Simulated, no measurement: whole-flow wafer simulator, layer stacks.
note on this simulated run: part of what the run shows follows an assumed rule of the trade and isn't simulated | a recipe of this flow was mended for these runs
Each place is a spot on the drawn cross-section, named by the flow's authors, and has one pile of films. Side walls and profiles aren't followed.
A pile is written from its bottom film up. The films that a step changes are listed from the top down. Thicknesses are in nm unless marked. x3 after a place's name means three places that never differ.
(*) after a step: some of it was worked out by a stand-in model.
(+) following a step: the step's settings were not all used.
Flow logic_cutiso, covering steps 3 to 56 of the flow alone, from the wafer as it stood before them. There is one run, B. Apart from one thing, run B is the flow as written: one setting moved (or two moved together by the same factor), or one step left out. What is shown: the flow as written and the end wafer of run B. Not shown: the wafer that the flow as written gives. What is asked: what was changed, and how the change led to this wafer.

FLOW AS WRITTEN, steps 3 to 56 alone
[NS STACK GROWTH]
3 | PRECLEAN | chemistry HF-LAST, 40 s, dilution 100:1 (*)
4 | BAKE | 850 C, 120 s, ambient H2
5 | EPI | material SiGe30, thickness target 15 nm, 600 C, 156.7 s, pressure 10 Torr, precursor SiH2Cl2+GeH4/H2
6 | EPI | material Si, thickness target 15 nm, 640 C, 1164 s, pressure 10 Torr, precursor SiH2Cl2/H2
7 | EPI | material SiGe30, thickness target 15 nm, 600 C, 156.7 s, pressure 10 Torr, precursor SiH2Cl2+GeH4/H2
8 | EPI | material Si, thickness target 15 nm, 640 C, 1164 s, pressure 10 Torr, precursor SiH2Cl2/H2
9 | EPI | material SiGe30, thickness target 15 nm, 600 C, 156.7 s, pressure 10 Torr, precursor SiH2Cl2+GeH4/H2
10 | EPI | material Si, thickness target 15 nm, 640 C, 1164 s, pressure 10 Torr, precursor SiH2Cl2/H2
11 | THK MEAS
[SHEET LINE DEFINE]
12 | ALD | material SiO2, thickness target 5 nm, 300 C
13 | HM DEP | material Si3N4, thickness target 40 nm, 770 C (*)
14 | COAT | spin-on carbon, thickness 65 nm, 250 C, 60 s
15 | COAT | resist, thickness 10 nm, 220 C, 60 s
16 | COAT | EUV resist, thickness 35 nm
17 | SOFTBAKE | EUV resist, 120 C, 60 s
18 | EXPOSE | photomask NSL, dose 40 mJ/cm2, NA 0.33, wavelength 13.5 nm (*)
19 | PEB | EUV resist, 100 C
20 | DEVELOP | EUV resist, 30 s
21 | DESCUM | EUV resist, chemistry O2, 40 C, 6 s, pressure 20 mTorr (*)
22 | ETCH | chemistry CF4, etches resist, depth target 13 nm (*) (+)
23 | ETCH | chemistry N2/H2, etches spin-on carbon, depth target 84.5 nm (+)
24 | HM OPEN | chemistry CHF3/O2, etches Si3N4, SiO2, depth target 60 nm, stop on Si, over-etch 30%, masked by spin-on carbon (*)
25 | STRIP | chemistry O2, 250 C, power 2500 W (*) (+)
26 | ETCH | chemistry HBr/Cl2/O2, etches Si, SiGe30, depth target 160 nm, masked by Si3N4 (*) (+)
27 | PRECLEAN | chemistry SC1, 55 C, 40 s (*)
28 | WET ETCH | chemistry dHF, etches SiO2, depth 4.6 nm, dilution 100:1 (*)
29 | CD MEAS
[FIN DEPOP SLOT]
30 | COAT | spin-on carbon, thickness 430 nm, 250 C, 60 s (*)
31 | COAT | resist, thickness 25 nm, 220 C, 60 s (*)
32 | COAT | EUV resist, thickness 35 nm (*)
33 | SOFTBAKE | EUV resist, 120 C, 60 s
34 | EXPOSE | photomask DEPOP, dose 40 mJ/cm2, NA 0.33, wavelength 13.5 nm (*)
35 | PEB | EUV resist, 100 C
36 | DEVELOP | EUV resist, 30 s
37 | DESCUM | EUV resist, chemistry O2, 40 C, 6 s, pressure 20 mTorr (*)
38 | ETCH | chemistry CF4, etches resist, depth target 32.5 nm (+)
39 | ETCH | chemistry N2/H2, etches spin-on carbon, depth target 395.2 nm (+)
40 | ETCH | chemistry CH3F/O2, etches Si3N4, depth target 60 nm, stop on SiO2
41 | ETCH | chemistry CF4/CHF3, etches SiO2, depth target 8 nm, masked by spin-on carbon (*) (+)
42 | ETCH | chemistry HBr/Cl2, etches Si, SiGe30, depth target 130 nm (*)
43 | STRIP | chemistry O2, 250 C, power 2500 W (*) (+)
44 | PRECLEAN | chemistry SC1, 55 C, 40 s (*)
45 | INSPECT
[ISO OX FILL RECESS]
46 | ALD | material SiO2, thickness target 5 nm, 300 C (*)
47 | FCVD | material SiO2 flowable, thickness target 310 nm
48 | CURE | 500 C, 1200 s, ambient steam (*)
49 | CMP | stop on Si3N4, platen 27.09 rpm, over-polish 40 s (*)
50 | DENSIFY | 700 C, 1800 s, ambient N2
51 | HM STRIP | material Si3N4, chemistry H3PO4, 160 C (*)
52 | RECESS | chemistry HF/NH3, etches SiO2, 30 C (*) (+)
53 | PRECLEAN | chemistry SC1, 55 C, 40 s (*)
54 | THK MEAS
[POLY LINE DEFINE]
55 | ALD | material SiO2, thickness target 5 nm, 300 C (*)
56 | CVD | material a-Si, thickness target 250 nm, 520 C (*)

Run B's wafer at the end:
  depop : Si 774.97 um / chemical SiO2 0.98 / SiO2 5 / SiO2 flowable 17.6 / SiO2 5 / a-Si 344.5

The reason: step 42, ETCH: depth target 117 nm was run, while the flow as written has depth target 130 nm.

The path from the change to this, step by step:
  42 | ETCH | chemistry HBr/Cl2, etches Si, SiGe30, depth target 130 nm (*)
      dpovl, gfld, gl and 18 more: -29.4 spin-on carbon (it would be, as written: -32 spin-on carbon)
      depop: -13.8 Si (all of it), -15 SiGe30 (all of it), -15 Si (all of it), -15 SiGe30 (all of it), -15 Si (all of it), -15 SiGe30 (all of it), -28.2 Si (it would be, as written: -13.8 Si (all of it), -15 SiGe30 (all of it), -15 Si (all of it), -15 SiGe30 (all of it), -15 Si (all of it), -15 SiGe30 (all of it), -41.2 Si)
  43 | STRIP | chemistry O2, 250 C, power 2500 W (*) (+)
      dpovl: +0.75 chemical SiO2 (new film), -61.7 spin-on carbon (all of it), -0.33 Si (it would be, as written: +0.75 chemical SiO2 (new film), -59.1 spin-on carbon (all of it), -0.33 Si)
  47 | FCVD | material SiO2 flowable, thickness target 310 nm
      depop: +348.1 SiO2 flowable (new film) (it would be, as written: +359.8 SiO2 flowable (new film))
